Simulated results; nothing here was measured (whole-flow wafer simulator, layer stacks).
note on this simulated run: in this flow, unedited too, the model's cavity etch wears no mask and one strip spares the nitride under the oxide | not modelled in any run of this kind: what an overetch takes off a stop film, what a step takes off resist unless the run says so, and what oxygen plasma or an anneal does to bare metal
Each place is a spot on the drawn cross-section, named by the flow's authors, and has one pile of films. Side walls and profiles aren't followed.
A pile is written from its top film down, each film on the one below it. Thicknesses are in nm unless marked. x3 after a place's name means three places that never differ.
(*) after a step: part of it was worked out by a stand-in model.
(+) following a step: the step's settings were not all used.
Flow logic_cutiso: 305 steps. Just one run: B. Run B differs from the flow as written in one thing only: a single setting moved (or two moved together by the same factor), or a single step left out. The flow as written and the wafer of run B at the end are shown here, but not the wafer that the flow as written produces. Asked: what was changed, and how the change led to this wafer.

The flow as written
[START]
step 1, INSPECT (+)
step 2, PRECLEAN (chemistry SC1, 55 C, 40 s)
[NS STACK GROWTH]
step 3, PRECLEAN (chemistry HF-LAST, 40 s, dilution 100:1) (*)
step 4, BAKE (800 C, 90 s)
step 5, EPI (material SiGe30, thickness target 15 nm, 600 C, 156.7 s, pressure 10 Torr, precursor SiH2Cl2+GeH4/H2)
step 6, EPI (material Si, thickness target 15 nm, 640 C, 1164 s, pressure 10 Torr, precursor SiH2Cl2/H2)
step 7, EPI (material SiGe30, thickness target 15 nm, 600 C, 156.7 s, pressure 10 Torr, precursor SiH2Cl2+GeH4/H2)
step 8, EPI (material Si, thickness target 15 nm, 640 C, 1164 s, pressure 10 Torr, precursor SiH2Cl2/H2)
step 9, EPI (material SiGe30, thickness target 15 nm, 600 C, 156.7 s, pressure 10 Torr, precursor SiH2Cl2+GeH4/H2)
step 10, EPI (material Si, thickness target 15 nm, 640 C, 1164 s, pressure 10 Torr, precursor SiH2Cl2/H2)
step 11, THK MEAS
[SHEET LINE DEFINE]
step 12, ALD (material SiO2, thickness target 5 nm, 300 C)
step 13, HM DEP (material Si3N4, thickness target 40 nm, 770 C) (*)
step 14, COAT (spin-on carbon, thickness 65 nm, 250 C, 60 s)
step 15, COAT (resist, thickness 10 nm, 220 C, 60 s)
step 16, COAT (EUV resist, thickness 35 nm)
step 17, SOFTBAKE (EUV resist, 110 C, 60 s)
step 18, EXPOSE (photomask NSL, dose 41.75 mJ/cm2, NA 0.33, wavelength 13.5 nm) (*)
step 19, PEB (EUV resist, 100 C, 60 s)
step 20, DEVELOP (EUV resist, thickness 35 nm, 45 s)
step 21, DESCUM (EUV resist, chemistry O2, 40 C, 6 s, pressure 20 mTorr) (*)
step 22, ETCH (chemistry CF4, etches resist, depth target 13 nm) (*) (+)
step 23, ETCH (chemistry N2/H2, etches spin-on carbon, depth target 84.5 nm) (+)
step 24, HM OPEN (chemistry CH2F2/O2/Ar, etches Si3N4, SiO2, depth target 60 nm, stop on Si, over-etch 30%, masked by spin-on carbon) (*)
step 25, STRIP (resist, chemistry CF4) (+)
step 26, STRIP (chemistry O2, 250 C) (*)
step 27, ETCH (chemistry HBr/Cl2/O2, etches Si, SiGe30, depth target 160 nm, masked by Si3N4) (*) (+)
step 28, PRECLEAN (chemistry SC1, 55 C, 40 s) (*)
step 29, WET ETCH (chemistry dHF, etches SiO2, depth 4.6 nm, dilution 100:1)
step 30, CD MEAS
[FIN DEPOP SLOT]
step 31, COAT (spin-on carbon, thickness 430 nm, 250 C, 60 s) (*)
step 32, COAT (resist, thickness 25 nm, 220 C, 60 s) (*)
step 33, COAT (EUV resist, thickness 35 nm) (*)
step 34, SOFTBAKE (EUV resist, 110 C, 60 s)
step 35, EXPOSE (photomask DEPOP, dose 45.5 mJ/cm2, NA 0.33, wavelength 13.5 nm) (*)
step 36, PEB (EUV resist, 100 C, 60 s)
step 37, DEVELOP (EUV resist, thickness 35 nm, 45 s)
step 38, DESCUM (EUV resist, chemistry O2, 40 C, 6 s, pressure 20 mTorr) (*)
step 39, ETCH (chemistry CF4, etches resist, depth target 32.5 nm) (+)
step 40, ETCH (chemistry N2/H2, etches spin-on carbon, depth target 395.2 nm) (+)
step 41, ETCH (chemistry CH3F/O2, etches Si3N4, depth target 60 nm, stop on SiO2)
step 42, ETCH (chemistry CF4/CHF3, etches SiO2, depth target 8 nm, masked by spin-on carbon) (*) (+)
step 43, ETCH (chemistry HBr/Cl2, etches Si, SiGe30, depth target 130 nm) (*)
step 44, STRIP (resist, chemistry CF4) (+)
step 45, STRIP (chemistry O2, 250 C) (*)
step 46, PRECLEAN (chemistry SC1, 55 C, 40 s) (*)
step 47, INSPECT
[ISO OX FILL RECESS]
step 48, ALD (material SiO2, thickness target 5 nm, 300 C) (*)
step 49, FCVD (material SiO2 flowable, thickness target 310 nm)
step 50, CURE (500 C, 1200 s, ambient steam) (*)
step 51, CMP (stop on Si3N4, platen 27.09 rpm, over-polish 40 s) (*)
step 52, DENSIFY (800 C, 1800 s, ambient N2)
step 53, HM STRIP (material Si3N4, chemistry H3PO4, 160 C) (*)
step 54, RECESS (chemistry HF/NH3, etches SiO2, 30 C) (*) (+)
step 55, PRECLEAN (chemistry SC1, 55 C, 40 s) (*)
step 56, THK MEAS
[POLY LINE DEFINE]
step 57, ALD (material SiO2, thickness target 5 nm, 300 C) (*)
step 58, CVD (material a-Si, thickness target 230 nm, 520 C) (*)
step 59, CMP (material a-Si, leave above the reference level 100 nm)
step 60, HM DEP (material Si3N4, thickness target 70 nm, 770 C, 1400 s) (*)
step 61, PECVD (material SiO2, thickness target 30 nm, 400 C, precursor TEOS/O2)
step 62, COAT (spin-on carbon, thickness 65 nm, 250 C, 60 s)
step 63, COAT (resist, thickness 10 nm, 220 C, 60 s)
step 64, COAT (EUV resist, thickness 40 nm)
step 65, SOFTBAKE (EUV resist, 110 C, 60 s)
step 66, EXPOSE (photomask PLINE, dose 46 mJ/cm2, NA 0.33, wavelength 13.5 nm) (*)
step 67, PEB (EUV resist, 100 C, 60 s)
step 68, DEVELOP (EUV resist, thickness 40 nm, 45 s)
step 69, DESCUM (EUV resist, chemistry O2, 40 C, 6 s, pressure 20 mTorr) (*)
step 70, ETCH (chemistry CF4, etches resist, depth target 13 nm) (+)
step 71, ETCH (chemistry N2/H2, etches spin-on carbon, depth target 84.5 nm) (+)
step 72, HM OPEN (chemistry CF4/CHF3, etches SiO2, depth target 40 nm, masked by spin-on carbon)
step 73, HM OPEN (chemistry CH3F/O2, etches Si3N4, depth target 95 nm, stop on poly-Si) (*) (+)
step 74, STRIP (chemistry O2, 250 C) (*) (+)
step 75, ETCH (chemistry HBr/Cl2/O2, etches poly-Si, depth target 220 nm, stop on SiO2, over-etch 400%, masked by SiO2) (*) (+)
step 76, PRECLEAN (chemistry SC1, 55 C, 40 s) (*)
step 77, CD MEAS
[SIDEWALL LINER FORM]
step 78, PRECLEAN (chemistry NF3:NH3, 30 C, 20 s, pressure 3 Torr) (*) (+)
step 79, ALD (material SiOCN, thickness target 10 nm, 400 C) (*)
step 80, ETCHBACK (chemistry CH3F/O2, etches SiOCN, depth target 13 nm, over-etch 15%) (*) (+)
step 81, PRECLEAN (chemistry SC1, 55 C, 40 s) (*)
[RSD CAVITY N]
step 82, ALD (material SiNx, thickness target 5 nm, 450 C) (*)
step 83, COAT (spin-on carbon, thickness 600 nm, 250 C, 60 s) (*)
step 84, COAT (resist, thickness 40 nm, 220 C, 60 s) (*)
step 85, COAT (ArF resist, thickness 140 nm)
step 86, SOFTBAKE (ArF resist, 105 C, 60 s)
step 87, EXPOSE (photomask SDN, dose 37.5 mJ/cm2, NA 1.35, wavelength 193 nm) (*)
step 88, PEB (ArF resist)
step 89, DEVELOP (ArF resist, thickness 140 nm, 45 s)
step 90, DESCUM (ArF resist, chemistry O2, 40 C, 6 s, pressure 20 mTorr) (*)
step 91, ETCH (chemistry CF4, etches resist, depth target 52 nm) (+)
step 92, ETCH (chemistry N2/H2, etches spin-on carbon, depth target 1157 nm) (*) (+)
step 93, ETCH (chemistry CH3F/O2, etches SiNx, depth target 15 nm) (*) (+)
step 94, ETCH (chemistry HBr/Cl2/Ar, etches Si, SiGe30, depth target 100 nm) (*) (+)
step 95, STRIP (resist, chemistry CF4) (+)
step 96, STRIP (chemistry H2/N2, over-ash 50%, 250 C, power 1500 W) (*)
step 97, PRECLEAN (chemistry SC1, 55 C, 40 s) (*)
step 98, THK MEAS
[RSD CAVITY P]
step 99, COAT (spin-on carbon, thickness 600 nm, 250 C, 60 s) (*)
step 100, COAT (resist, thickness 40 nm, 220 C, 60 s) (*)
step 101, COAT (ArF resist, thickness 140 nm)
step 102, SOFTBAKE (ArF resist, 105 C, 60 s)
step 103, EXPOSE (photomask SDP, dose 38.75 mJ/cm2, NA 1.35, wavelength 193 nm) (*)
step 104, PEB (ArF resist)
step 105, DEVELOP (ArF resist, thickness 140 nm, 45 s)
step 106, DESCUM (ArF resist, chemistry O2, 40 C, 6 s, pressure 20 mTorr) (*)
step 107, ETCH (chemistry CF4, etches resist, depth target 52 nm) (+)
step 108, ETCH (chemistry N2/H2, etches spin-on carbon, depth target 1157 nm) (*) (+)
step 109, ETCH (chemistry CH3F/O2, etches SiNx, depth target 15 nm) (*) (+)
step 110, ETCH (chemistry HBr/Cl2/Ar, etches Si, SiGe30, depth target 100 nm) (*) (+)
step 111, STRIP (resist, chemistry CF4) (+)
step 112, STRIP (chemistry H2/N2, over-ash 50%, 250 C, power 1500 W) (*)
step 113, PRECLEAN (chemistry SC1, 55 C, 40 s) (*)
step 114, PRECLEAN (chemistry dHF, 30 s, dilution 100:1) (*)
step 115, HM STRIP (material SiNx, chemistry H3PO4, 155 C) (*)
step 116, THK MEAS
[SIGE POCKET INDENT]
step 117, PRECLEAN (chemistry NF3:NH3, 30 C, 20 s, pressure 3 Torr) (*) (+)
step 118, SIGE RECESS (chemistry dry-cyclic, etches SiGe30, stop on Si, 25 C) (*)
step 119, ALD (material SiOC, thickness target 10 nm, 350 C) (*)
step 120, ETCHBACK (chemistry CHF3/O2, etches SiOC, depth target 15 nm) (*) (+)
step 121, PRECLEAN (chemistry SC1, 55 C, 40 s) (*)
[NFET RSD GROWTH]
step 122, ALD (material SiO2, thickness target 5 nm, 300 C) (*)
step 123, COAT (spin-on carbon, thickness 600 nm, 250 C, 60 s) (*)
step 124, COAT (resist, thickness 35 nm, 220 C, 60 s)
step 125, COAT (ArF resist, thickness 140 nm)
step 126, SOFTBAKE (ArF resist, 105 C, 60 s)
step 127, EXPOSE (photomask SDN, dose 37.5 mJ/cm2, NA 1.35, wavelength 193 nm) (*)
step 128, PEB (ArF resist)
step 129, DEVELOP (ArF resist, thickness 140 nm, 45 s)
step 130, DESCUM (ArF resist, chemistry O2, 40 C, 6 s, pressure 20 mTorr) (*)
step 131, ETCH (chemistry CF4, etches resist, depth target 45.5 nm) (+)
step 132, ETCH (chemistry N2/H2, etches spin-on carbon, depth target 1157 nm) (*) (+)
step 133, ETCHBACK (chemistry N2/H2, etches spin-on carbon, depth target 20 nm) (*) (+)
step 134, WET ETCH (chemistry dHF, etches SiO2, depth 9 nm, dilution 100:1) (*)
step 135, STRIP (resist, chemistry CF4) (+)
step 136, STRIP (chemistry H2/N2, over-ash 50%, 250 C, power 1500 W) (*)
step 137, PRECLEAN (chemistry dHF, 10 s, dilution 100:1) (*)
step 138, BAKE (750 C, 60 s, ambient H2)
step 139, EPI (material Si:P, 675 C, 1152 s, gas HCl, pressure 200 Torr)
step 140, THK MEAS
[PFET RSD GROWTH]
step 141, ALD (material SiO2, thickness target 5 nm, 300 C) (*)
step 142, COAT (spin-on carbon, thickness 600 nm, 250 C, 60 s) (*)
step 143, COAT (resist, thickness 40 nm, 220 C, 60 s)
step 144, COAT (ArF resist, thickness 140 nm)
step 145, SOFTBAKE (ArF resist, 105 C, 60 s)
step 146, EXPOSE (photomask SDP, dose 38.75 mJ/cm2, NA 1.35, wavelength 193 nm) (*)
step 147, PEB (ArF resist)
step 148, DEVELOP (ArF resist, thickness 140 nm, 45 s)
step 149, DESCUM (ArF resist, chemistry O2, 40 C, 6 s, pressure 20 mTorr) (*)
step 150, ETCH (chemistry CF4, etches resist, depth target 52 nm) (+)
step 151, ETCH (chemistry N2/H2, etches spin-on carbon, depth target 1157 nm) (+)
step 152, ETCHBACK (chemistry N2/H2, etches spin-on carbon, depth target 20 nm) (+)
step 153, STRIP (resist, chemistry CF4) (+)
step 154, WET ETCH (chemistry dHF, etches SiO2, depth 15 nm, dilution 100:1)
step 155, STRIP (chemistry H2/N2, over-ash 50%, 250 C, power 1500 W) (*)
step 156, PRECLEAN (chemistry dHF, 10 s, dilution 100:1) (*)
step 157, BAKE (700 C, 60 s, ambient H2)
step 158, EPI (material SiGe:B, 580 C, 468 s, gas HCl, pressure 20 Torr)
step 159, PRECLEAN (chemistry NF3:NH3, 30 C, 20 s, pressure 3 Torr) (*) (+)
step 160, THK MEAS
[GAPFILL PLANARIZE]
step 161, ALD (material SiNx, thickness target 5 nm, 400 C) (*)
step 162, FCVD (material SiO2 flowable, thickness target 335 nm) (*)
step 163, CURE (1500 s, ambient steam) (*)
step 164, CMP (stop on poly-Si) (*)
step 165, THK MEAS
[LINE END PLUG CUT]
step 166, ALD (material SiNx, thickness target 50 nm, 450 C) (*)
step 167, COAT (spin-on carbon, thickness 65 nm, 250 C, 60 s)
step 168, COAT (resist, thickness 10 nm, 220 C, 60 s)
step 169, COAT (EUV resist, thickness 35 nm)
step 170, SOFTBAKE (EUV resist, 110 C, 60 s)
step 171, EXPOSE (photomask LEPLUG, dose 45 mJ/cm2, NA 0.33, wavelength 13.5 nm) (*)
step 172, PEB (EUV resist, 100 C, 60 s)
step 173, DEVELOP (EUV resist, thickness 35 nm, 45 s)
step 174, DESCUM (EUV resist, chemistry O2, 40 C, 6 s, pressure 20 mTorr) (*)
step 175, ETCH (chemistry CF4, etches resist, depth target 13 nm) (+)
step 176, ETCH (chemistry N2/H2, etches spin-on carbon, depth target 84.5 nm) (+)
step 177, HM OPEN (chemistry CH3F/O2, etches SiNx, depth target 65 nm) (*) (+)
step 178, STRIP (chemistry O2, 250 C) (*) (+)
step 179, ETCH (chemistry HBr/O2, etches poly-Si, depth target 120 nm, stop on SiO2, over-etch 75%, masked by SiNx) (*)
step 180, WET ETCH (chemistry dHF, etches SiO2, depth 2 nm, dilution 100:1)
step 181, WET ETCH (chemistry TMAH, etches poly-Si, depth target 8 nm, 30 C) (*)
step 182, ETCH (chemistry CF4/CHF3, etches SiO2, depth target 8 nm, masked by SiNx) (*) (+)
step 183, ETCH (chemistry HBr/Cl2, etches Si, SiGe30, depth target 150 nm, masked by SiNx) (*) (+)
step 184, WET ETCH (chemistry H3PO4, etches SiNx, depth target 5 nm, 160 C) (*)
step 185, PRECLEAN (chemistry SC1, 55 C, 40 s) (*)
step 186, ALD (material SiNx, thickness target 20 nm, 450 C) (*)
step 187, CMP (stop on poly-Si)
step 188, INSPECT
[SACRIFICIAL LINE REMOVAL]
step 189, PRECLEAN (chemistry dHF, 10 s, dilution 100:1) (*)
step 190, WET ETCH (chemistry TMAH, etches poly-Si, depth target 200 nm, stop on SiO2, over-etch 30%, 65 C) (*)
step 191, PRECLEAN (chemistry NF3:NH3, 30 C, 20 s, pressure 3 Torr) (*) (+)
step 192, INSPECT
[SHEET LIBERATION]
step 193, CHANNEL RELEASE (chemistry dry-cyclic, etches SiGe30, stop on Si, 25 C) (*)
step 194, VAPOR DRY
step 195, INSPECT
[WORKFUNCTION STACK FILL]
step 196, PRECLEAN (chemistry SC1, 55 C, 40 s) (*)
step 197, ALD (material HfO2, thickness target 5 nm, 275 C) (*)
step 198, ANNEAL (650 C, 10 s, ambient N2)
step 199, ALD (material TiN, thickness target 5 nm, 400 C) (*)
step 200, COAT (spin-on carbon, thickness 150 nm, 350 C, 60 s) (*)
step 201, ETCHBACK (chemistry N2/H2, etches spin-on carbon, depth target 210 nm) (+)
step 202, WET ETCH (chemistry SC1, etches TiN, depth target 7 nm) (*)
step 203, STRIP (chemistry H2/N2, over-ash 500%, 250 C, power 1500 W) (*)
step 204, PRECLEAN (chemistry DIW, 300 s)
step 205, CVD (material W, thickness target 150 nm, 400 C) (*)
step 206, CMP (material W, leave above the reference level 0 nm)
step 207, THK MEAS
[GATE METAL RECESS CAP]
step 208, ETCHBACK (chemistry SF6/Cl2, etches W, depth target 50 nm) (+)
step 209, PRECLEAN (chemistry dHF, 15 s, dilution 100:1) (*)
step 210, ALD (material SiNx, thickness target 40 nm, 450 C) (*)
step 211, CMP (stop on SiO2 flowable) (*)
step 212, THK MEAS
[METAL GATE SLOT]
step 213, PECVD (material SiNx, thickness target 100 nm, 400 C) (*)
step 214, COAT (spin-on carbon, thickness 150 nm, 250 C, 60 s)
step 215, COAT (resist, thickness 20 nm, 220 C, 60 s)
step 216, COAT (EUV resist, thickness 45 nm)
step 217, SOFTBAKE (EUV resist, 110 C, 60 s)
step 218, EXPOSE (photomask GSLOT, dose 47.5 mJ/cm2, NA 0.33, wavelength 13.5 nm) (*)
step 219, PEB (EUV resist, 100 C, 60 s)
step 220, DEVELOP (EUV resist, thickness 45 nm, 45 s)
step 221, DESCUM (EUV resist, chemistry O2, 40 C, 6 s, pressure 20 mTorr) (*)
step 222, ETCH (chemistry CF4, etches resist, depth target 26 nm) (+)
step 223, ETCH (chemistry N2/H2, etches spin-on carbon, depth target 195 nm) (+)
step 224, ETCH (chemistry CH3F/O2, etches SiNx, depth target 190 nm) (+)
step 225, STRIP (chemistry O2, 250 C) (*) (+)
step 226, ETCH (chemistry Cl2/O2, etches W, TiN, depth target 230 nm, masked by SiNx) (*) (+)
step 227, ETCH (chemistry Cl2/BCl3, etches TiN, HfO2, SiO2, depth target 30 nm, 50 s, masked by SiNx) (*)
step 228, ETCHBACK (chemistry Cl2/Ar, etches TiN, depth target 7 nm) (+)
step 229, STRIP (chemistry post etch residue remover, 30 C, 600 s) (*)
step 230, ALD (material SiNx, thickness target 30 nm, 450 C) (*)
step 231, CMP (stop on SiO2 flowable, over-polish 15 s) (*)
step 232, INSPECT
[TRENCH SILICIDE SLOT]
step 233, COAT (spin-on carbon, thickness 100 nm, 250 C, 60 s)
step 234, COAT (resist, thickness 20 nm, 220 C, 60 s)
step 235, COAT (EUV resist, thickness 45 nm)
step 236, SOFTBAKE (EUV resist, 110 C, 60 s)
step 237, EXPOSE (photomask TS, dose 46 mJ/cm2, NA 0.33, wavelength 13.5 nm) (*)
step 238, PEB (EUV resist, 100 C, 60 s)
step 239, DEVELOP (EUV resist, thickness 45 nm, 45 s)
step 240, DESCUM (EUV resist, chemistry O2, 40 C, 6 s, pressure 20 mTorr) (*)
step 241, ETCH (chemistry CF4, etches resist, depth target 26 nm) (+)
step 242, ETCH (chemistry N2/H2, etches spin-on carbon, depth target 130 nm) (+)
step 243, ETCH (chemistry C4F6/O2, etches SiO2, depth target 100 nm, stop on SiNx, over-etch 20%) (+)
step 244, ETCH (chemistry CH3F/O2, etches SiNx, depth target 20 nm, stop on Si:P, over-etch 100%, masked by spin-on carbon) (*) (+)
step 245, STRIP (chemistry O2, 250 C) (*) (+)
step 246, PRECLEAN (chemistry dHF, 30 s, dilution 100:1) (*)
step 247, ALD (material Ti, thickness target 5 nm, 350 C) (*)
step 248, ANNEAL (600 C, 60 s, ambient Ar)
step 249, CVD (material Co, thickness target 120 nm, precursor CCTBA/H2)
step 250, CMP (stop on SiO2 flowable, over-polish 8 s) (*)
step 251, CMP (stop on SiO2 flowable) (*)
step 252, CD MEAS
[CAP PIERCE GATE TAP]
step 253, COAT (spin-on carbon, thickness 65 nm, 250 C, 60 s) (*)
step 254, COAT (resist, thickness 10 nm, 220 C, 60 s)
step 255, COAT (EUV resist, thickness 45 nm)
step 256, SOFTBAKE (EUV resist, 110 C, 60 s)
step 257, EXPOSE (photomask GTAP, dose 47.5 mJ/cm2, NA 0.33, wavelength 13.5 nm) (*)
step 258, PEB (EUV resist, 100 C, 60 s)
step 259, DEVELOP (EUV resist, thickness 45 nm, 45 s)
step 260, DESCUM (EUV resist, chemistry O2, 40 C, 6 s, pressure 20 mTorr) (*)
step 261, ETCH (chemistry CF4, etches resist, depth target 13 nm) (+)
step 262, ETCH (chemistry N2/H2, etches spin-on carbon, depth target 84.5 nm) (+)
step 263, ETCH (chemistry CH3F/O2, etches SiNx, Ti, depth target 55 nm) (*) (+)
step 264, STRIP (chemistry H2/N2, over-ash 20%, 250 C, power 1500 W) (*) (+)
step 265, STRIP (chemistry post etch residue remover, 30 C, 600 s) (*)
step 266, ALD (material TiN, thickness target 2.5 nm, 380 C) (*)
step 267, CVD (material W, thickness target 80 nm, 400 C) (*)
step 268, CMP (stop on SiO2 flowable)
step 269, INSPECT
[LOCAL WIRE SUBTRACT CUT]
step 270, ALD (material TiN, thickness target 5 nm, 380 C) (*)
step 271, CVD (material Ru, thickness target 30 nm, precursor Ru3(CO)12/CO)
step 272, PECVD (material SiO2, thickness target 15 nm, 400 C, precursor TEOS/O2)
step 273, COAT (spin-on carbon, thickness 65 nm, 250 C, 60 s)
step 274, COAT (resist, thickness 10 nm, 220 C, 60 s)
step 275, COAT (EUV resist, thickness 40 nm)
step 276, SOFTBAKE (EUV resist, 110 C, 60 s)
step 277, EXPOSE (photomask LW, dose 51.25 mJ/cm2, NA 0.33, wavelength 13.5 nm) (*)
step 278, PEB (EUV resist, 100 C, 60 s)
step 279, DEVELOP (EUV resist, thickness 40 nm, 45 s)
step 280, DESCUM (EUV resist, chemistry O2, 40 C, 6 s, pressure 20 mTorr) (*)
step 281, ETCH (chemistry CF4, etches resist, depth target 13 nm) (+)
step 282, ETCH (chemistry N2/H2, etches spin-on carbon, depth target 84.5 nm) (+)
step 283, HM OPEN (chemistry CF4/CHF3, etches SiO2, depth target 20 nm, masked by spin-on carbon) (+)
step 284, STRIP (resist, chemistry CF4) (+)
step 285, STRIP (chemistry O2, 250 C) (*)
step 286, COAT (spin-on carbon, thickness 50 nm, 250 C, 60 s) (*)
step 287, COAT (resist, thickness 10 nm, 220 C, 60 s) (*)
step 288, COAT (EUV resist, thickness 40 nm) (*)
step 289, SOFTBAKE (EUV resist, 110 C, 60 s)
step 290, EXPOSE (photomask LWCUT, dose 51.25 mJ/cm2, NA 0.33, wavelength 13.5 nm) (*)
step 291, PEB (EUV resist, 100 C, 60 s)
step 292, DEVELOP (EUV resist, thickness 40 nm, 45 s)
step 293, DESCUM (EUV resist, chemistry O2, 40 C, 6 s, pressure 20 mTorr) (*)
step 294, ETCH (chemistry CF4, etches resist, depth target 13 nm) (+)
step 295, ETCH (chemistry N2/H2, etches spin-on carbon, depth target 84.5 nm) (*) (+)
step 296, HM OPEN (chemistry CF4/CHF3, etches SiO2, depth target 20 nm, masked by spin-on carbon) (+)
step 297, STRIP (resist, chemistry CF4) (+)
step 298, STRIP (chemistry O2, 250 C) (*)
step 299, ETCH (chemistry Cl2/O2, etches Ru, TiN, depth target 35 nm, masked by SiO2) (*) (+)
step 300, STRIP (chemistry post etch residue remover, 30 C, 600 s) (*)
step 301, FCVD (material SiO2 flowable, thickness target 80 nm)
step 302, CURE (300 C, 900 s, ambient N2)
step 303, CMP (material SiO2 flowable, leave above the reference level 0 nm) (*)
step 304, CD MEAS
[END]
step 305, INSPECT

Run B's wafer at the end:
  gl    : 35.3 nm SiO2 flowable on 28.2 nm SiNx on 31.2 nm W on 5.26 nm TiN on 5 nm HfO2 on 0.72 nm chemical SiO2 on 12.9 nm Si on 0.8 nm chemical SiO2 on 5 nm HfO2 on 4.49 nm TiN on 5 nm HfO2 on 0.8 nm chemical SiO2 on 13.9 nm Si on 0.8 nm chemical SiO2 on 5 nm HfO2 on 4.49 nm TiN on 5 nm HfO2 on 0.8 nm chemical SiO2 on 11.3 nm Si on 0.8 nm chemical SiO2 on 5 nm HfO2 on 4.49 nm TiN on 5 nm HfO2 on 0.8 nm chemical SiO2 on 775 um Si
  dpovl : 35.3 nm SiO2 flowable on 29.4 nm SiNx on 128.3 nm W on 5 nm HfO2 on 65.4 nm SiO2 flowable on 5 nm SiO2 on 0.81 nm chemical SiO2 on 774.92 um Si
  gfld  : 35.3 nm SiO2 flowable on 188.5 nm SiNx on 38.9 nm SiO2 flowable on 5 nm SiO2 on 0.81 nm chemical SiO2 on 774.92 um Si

The reason: step 6, EPI: 960.6 s was run, whereas the flow has 1164 s.

Step by step, how the change led to this:
  step 6, EPI (material Si, thickness target 15 nm, 640 C, 1164 s, pressure 10 Torr, precursor SiH2Cl2/H2)
      depop, dpovl, gfld and 19 more: +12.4 Si (new film) (as written it would have been: +15 Si (new film))
  step 27, ETCH (chemistry HBr/Cl2/O2, etches Si, SiGe30, depth target 160 nm, masked by Si3N4) (*) (+)
      gfld, gxf, iso, lnri: -0.79 chemical SiO2 (all of it), -11.4 Si (all of it), -15 SiGe30 (all of it), -15 Si (all of it), -15 SiGe30 (all of it), -12.4 Si (all of it), -15 SiGe30 (all of it), -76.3 Si (as written it would have been: -0.79 chemical SiO2 (all of it), -11.4 Si (all of it), -15 SiGe30 (all of it), -15 Si (all of it), -15 SiGe30 (all of it), -15 Si (all of it), -15 SiGe30 (all of it), -73.6 Si)
      dpovl, nsgap: -0.79 chemical SiO2 (all of it), -11.8 Si (all of it), -15 SiGe30 (all of it), -15 Si (all of it), -15 SiGe30 (all of it), -12.4 Si (all of it), -15 SiGe30 (all of it), -75.9 Si (as written it would have been: -0.79 chemical SiO2 (all of it), -11.8 Si (all of it), -15 SiGe30 (all of it), -15 Si (all of it), -15 SiGe30 (all of it), -15 Si (all of it), -15 SiGe30 (all of it), -73.2 Si)
      (also at 1 further place)
  step 43, ETCH (chemistry HBr/Cl2, etches Si, SiGe30, depth target 130 nm) (*)
      depop: -14 Si (all of it), -15 SiGe30 (all of it), -15 Si (all of it), -15 SiGe30 (all of it), -12.4 Si (all of it), -15 SiGe30 (all of it), -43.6 Si (as written it would have been: -14 Si (all of it), -15 SiGe30 (all of it), -15 Si (all of it), -15 SiGe30 (all of it), -15 Si (all of it), -15 SiGe30 (all of it), -41 Si)
  step 94, ETCH (chemistry HBr/Cl2/Ar, etches Si, SiGe30, depth target 100 nm) (*) (+)
      rsdn, rsdx: -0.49 chemical SiO2 (all of it), -12.8 Si (all of it), -15 SiGe30 (all of it), -15 Si (all of it), -15 SiGe30 (all of it), -12.4 Si (all of it), -15 SiGe30 (all of it), -14.8 Si (as written it would have been: -0.49 chemical SiO2 (all of it), -12.8 Si (all of it), -15 SiGe30 (all of it), -15 Si (all of it), -15 SiGe30 (all of it), -15 Si (all of it), -15 SiGe30 (all of it), -12.2 Si)
  step 110, ETCH (chemistry HBr/Cl2/Ar, etches Si, SiGe30, depth target 100 nm) (*) (+)
      rsdp, rsdw: -0.49 chemical SiO2 (all of it), -12.8 Si (all of it), -15 SiGe30 (all of it), -15 Si (all of it), -15 SiGe30 (all of it), -12.4 Si (all of it), -15 SiGe30 (all of it), -14.8 Si (as written it would have been: -0.49 chemical SiO2 (all of it), -12.8 Si (all of it), -15 SiGe30 (all of it), -15 Si (all of it), -15 SiGe30 (all of it), -15 Si (all of it), -15 SiGe30 (all of it), -12.2 Si)
  step 183, ETCH (chemistry HBr/Cl2, etches Si, SiGe30, depth target 150 nm, masked by SiNx) (*) (+)
      plug: -13.6 Si (all of it), -15 SiGe30 (all of it), -15 Si (all of it), -15 SiGe30 (all of it), -12.4 Si (all of it), -15 SiGe30 (all of it), -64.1 Si (as written it would have been: -13.6 Si (all of it), -15 SiGe30 (all of it), -15 Si (all of it), -15 SiGe30 (all of it), -15 Si (all of it), -15 SiGe30 (all of it), -61.4 Si)
